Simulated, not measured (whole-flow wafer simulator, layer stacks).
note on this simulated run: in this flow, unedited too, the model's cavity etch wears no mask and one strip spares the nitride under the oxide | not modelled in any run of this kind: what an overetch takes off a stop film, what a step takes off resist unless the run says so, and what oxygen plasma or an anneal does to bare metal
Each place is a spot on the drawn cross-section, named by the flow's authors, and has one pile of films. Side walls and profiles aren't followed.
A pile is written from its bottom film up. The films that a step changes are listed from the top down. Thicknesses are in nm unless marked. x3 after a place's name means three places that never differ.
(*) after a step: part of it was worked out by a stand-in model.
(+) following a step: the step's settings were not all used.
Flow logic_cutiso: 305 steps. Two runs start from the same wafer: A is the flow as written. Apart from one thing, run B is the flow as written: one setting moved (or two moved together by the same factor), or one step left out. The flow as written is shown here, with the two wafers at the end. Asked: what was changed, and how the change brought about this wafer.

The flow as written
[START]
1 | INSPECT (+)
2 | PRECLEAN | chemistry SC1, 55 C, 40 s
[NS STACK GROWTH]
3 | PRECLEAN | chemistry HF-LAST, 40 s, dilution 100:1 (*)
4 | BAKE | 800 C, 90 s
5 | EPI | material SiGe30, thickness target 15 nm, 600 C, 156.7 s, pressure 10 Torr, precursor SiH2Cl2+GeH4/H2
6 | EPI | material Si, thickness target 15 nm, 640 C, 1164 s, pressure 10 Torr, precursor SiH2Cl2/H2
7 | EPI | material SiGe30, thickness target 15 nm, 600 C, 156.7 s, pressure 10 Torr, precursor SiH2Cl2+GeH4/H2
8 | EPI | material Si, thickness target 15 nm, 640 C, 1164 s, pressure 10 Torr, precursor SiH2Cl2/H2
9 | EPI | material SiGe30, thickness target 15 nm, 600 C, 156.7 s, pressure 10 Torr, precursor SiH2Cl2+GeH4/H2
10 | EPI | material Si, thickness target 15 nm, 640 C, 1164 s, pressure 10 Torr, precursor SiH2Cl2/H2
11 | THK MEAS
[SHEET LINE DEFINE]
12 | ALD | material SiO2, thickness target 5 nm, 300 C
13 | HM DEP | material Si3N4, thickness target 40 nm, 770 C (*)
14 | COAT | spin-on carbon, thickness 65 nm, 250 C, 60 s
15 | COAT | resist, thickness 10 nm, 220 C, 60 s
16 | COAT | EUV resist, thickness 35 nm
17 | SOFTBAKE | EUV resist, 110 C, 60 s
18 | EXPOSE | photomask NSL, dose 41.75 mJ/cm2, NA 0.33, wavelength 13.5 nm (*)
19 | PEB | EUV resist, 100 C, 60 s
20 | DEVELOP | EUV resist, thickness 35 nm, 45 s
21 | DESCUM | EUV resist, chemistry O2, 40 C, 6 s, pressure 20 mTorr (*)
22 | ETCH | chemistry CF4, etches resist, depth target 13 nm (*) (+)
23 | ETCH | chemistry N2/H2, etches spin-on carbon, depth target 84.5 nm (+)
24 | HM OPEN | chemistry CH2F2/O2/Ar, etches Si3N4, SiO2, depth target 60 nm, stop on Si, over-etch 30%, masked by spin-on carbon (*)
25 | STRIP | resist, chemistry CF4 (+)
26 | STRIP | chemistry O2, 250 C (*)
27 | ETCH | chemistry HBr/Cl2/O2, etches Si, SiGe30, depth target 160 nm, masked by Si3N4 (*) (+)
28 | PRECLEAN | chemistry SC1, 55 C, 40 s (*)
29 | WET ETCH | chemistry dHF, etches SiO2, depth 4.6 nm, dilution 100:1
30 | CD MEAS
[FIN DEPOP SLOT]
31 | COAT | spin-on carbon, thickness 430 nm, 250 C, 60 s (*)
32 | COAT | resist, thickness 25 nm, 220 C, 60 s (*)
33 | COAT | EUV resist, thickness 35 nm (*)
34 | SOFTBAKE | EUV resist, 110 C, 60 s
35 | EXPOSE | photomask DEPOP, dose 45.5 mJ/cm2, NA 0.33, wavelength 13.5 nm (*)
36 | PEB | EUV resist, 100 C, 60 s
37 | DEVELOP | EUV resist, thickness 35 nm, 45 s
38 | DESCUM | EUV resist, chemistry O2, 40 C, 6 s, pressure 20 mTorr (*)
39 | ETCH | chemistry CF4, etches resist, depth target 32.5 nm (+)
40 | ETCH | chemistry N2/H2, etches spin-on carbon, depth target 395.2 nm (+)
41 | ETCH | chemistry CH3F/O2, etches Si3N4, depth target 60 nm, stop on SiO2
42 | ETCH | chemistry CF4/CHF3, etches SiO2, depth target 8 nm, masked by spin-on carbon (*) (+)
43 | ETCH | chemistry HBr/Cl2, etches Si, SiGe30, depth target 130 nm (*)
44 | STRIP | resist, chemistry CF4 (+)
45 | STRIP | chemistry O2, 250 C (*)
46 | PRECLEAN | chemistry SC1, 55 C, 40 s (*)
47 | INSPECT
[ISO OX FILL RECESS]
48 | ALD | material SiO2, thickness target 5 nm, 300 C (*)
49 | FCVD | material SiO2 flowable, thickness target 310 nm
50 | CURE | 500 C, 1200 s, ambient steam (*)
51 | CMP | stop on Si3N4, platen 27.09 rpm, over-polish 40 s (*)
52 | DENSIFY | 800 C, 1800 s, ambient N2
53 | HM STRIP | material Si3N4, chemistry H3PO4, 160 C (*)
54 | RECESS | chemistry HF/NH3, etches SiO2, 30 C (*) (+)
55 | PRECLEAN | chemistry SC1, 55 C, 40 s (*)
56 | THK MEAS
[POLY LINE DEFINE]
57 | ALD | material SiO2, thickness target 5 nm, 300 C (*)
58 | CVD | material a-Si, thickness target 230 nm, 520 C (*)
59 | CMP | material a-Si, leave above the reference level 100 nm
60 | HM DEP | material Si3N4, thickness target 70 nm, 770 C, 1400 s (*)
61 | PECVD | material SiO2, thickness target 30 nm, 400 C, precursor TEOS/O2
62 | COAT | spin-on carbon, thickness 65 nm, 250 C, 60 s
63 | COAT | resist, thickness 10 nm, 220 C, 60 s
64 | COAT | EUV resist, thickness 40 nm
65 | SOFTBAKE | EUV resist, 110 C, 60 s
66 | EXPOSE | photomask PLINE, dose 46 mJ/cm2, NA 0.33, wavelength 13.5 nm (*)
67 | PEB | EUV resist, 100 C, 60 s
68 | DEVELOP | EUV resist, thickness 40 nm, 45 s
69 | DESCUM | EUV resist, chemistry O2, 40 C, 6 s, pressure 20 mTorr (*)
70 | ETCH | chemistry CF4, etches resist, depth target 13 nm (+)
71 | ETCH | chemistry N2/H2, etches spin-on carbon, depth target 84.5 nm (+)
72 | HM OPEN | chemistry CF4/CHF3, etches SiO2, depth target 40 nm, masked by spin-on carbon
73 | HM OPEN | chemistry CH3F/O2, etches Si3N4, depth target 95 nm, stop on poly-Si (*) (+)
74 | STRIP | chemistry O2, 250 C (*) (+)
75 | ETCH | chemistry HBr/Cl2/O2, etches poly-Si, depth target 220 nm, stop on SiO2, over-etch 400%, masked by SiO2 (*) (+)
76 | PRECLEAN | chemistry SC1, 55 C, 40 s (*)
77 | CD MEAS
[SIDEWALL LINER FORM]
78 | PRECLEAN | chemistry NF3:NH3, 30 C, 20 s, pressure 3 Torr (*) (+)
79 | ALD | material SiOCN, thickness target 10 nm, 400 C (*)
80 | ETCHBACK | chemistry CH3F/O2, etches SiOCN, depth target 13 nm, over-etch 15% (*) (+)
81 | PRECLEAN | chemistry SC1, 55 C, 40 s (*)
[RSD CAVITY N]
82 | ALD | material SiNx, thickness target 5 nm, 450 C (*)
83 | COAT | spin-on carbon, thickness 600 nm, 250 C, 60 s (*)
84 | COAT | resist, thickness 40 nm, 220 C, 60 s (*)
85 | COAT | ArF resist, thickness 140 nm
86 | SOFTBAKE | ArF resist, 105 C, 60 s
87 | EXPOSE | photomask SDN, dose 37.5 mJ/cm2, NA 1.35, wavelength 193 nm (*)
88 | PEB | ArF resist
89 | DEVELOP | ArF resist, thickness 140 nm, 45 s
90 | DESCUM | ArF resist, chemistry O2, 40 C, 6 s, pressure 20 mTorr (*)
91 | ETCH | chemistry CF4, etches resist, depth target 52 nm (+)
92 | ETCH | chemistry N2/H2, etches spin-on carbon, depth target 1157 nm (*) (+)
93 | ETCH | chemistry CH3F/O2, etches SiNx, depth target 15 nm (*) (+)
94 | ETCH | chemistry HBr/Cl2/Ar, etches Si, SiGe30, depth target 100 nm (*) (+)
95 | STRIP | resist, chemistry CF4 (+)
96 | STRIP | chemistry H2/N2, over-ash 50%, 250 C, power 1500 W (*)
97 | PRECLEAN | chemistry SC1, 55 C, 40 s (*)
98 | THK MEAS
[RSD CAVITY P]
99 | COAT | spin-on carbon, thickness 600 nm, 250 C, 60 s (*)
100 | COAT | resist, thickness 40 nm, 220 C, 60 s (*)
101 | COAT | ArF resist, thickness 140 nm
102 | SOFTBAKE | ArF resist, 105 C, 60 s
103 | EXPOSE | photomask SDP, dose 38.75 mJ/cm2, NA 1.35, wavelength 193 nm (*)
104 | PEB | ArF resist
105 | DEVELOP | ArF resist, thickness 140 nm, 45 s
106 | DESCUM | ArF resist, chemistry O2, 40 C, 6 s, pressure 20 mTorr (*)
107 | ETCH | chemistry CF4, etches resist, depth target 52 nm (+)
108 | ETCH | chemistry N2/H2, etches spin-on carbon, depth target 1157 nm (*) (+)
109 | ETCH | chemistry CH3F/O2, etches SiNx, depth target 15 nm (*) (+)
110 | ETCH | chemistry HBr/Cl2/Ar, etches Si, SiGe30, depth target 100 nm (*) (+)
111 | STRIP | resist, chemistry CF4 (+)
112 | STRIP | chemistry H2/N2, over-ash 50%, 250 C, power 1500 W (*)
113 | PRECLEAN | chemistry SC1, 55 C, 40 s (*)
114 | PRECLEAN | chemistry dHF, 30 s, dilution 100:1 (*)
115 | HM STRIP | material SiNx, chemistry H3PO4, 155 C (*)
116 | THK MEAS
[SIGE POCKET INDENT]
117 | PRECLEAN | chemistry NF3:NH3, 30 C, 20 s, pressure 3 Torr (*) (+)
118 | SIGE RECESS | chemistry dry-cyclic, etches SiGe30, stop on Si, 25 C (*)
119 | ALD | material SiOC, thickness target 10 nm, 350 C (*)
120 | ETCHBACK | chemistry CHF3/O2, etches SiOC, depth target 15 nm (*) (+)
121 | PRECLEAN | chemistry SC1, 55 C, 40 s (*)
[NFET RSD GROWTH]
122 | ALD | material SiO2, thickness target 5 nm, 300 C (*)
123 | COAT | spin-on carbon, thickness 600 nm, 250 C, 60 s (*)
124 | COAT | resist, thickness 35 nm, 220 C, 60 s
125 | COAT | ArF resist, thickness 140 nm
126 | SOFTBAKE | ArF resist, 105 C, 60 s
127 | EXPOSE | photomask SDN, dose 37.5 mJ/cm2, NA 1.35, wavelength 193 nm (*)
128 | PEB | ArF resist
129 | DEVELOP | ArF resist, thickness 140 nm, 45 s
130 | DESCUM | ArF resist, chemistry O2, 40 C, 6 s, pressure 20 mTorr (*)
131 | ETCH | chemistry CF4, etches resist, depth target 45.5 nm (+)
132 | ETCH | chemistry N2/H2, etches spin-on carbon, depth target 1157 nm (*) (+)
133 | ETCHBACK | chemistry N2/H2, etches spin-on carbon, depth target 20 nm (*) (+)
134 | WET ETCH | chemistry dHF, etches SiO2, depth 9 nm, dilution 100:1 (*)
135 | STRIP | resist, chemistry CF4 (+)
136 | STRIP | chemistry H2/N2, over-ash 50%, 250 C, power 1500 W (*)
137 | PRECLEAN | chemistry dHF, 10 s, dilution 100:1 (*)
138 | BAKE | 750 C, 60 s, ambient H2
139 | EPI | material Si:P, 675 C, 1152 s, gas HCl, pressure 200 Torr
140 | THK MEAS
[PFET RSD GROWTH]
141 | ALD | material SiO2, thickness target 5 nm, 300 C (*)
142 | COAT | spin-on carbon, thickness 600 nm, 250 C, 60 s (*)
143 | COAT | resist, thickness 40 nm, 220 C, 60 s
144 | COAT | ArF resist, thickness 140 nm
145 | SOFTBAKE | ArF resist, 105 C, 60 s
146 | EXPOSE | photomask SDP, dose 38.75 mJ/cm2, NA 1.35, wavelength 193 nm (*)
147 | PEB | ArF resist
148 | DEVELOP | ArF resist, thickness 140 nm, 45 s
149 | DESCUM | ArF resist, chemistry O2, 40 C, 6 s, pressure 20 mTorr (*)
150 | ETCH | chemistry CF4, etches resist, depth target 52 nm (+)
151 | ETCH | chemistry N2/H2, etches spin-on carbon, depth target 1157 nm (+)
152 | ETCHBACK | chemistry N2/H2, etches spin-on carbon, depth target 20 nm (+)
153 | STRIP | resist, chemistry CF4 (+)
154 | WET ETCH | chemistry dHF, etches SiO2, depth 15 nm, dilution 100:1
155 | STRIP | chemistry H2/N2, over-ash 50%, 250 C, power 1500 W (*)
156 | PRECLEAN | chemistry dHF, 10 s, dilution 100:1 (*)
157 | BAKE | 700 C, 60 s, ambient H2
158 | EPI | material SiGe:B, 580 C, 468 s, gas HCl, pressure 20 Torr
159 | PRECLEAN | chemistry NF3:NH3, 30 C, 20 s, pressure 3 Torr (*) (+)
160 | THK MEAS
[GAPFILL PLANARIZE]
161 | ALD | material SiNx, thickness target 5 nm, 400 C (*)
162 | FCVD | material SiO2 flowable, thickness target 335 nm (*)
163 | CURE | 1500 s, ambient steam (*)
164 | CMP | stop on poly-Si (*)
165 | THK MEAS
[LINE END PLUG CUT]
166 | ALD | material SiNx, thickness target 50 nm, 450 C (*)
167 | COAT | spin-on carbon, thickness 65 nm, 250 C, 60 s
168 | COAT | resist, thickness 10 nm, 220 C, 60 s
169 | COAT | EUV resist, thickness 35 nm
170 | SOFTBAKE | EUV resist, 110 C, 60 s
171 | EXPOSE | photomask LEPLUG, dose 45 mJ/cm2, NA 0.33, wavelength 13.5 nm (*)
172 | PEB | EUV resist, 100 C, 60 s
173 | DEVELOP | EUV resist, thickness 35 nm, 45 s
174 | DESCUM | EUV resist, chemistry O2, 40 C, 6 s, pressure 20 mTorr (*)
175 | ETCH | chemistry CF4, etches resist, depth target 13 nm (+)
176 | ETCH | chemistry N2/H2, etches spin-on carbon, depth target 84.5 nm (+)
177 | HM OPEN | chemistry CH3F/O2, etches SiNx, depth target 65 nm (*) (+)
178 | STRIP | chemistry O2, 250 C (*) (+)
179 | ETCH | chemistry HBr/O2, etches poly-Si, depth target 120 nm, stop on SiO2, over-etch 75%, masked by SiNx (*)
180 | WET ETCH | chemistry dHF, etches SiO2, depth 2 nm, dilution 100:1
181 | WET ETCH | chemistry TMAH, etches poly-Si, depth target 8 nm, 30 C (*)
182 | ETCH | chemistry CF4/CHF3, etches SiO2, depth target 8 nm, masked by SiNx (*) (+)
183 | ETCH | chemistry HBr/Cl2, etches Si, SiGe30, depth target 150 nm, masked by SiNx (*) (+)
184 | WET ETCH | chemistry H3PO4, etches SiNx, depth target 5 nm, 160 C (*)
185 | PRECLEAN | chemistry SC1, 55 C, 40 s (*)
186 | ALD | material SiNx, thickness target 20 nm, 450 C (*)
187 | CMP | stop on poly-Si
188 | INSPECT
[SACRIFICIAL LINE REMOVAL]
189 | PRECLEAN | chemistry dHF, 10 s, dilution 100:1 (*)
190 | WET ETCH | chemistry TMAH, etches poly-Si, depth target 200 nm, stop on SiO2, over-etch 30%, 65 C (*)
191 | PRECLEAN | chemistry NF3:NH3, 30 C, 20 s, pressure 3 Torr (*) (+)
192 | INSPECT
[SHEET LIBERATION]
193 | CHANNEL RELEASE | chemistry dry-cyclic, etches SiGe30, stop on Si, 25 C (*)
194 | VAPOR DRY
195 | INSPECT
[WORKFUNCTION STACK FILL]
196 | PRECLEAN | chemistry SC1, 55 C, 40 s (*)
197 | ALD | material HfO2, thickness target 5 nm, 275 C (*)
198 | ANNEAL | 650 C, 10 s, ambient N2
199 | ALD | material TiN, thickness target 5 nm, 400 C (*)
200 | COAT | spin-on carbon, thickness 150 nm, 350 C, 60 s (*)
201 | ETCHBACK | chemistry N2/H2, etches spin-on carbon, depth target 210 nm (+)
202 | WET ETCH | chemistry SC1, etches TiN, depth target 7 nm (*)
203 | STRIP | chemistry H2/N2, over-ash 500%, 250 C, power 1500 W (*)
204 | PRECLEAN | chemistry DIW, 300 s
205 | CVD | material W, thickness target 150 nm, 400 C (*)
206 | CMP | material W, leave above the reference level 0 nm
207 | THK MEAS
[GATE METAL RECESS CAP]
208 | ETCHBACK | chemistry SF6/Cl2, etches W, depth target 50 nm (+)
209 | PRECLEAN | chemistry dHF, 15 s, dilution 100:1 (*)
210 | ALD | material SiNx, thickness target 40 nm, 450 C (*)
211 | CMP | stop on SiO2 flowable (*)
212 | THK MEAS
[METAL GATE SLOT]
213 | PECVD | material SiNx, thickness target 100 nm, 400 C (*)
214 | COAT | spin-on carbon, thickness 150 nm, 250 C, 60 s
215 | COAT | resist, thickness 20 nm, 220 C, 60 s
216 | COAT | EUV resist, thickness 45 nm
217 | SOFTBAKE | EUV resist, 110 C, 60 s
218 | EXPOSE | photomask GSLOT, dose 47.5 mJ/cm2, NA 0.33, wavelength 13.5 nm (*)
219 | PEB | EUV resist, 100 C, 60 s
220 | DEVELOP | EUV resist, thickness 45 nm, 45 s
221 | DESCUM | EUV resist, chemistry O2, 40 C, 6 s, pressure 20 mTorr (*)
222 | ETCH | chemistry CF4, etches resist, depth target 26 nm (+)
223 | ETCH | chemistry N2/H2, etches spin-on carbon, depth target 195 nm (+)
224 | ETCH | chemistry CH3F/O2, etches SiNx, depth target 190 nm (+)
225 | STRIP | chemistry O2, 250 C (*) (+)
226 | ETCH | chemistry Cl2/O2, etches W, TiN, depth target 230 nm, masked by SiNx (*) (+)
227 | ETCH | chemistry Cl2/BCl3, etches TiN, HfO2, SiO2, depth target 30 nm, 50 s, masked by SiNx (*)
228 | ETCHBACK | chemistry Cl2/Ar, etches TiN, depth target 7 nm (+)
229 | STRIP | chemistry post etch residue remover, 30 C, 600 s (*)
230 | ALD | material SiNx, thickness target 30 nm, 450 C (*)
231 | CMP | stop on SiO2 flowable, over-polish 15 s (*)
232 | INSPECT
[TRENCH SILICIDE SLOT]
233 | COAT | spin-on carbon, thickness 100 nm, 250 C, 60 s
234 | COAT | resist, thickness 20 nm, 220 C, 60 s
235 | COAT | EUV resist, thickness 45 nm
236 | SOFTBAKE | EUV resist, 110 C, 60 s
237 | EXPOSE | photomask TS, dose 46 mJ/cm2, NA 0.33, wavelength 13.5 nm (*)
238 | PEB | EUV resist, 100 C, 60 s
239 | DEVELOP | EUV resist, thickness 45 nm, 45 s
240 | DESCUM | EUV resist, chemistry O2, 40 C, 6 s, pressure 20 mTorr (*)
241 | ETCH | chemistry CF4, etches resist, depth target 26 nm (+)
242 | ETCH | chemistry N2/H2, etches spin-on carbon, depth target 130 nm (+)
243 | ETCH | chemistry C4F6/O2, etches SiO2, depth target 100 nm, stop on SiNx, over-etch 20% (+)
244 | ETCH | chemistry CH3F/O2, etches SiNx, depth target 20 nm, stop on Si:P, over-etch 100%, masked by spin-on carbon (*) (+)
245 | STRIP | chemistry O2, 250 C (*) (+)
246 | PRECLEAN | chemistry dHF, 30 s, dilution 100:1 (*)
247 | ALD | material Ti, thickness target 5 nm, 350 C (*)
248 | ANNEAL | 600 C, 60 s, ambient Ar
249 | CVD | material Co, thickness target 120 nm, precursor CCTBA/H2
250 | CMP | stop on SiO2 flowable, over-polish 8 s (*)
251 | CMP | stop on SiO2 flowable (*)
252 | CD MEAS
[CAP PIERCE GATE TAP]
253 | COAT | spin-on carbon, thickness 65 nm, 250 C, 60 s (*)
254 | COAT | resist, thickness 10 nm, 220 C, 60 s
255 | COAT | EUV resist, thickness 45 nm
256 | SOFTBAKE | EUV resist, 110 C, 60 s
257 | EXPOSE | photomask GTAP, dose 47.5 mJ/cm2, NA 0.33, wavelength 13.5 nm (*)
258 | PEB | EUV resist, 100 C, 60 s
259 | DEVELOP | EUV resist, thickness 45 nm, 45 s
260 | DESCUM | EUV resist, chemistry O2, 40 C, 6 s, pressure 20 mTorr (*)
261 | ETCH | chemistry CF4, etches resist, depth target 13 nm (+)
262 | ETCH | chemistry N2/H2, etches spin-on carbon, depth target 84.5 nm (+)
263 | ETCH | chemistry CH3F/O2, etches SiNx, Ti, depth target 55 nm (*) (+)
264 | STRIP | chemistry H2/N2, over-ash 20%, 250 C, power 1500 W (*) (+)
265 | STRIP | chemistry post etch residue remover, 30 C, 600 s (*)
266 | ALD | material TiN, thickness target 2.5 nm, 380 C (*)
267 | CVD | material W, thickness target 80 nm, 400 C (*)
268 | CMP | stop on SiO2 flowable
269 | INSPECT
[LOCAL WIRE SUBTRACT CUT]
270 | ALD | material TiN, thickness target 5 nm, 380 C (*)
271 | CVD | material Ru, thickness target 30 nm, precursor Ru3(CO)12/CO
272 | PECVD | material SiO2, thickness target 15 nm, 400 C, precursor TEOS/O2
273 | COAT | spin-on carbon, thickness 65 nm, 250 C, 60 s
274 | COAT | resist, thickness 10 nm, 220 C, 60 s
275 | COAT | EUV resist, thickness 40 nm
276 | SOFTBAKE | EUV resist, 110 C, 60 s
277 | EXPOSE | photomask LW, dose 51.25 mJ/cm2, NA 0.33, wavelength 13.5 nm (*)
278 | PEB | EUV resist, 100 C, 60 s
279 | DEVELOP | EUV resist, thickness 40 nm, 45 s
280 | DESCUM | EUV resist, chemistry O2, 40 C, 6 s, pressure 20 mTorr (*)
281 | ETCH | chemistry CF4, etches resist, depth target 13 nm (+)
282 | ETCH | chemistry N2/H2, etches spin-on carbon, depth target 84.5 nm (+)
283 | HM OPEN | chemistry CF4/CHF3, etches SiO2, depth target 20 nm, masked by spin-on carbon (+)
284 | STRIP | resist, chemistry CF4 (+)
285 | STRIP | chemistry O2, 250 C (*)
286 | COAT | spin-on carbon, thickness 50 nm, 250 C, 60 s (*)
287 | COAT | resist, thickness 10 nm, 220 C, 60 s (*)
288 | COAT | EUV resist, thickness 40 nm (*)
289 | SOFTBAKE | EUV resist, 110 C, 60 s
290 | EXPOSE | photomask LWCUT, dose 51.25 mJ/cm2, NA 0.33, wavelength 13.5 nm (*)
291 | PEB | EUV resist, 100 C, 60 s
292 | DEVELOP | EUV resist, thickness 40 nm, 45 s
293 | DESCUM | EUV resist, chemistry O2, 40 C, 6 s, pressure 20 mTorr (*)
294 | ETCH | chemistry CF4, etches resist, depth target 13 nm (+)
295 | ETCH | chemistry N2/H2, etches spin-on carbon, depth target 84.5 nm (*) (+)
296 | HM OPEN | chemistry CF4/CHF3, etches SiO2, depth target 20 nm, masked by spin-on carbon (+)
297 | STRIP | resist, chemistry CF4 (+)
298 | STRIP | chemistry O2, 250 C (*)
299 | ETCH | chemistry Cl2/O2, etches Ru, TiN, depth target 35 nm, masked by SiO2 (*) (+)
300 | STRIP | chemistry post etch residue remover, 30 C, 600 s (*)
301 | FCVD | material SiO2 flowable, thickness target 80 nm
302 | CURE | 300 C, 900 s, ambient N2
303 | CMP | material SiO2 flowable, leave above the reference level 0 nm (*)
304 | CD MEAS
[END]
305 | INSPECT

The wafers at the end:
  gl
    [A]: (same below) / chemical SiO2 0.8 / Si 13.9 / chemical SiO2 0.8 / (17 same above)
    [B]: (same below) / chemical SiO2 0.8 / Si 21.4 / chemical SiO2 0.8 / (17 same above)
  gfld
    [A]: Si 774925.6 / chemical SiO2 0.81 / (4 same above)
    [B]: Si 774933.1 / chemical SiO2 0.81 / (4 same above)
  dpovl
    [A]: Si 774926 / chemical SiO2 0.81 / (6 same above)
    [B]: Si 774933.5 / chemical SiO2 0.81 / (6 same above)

The reason: step 6, EPI: thickness target 22.5 nm was run, while the flow as written has thickness target 15 nm; step 6, EPI: 1747 s was run, where the flow has 1164 s.

Step by step, how the change led to this:
  6 | EPI | material Si, thickness target 15 nm, 640 C, 1164 s, pressure 10 Torr, precursor SiH2Cl2/H2
      depop, dpovl, gfld and 19 more: A +15 Si (new film) | B +22.5 Si (new film)
  27 | ETCH | chemistry HBr/Cl2/O2, etches Si, SiGe30, depth target 160 nm, masked by Si3N4 (*) (+)
      gfld, gxf, iso, lnri: A -0.79 chemical SiO2 (all of it), -11.4 Si (all of it), -15 SiGe30 (all of it), -15 Si (all of it), -15 SiGe30 (all of it), -15 Si (all of it), -15 SiGe30 (all of it), -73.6 Si | B -0.79 chemical SiO2 (all of it), -11.4 Si (all of it), -15 SiGe30 (all of it), -15 Si (all of it), -15 SiGe30 (all of it), -22.5 Si (all of it), -15 SiGe30 (all of it), -66.1 Si
      dpovl, nsgap: A -0.79 chemical SiO2 (all of it), -11.8 Si (all of it), -15 SiGe30 (all of it), -15 Si (all of it), -15 SiGe30 (all of it), -15 Si (all of it), -15 SiGe30 (all of it), -73.2 Si | B -0.79 chemical SiO2 (all of it), -11.8 Si (all of it), -15 SiGe30 (all of it), -15 Si (all of it), -15 SiGe30 (all of it), -22.5 Si (all of it), -15 SiGe30 (all of it), -65.7 Si
      (also at 1 further place)
  43 | ETCH | chemistry HBr/Cl2, etches Si, SiGe30, depth target 130 nm (*)
      depop: A -14 Si (all of it), -15 SiGe30 (all of it), -15 Si (all of it), -15 SiGe30 (all of it), -15 Si (all of it), -15 SiGe30 (all of it), -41 Si | B -14 Si (all of it), -15 SiGe30 (all of it), -15 Si (all of it), -15 SiGe30 (all of it), -22.5 Si (all of it), -15 SiGe30 (all of it), -33.5 Si
  94 | ETCH | chemistry HBr/Cl2/Ar, etches Si, SiGe30, depth target 100 nm (*) (+)
      rsdn, rsdx: A -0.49 chemical SiO2 (all of it), -12.8 Si (all of it), -15 SiGe30 (all of it), -15 Si (all of it), -15 SiGe30 (all of it), -15 Si (all of it), -15 SiGe30 (all of it), -12.2 Si | B -0.49 chemical SiO2 (all of it), -12.8 Si (all of it), -15 SiGe30 (all of it), -15 Si (all of it), -15 SiGe30 (all of it), -22.5 Si (all of it), -15 SiGe30 (all of it), -4.66 Si
  110 | ETCH | chemistry HBr/Cl2/Ar, etches Si, SiGe30, depth target 100 nm (*) (+)
      rsdp, rsdw: A -0.49 chemical SiO2 (all of it), -12.8 Si (all of it), -15 SiGe30 (all of it), -15 Si (all of it), -15 SiGe30 (all of it), -15 Si (all of it), -15 SiGe30 (all of it), -12.2 Si | B -0.49 chemical SiO2 (all of it), -12.8 Si (all of it), -15 SiGe30 (all of it), -15 Si (all of it), -15 SiGe30 (all of it), -22.5 Si (all of it), -15 SiGe30 (all of it), -4.66 Si
  183 | ETCH | chemistry HBr/Cl2, etches Si, SiGe30, depth target 150 nm, masked by SiNx (*) (+)
      plug: A -13.6 Si (all of it), -15 SiGe30 (all of it), -15 Si (all of it), -15 SiGe30 (all of it), -15 Si (all of it), -15 SiGe30 (all of it), -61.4 Si | B -13.6 Si (all of it), -15 SiGe30 (all of it), -15 Si (all of it), -15 SiGe30 (all of it), -22.5 Si (all of it), -15 SiGe30 (all of it), -53.9 Si
